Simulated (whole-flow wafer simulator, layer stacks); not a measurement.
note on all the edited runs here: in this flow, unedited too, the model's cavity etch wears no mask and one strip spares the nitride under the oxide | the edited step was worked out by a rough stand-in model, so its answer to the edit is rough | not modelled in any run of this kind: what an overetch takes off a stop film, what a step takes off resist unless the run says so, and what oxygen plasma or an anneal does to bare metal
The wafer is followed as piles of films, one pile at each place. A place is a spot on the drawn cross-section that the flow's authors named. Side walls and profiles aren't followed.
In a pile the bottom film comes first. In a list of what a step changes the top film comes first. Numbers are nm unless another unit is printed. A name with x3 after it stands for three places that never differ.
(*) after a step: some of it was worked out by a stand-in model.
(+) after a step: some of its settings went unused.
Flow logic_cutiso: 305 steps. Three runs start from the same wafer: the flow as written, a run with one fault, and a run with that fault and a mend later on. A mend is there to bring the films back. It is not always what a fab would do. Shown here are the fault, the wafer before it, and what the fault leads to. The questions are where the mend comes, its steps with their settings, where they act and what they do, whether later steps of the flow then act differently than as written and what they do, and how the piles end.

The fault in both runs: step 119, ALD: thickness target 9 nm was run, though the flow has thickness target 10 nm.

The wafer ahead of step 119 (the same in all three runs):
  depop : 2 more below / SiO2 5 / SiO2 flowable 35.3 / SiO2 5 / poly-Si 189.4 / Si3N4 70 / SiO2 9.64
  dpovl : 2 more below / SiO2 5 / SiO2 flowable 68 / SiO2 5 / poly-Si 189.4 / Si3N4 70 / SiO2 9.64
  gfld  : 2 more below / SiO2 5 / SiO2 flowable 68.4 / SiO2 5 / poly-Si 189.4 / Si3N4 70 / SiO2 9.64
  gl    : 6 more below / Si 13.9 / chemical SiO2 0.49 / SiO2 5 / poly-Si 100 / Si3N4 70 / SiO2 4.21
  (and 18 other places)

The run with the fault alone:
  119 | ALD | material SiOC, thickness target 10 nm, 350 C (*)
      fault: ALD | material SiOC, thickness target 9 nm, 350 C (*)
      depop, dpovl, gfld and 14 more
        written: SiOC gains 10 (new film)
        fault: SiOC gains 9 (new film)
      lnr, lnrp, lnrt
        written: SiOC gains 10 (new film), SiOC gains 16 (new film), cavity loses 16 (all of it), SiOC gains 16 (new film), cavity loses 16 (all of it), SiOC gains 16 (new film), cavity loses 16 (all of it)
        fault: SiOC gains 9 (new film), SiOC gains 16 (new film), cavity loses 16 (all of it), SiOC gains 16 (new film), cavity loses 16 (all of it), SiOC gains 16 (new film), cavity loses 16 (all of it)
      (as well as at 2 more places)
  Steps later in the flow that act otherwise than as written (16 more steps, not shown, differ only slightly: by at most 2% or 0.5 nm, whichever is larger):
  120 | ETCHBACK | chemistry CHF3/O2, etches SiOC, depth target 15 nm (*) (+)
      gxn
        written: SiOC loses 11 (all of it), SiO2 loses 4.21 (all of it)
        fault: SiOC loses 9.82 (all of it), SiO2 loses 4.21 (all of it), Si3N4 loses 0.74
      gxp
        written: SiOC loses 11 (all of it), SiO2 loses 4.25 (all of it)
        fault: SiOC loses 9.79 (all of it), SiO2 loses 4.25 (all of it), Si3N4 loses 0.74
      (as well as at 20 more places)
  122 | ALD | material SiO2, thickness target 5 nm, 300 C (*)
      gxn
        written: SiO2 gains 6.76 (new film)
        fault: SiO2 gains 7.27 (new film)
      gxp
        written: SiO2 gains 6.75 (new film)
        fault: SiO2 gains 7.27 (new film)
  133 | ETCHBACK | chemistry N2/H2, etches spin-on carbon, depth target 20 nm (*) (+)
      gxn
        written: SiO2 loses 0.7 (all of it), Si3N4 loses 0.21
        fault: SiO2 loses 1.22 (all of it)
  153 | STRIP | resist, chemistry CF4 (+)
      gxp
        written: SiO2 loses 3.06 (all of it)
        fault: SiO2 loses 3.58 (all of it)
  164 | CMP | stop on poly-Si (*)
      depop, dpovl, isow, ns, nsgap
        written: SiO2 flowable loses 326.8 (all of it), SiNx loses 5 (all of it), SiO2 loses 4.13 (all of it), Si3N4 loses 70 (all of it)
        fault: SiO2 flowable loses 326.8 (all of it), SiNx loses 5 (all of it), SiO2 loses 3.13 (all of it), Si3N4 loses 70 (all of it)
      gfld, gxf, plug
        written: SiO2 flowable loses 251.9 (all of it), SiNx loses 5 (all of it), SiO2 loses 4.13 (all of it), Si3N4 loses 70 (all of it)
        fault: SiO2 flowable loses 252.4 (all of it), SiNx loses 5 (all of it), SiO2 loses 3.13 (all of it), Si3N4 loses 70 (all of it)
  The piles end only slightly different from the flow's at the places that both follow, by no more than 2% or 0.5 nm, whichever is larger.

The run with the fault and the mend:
  The mend follows step 119.
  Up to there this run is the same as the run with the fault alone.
  119a | ALD | material SiOC, thickness target 1 nm, 350 C (*) (the flow's step 119 again, with other settings)
      depop, dpovl, gfld and 19 more
        SiOC gains 1
  Later steps of the flow that are run all act as written at every place that is followed, up to a difference of at most 2% or 0.5 nm, whichever is larger.
  By the end, the piles equal the flow's at every place that both follow.
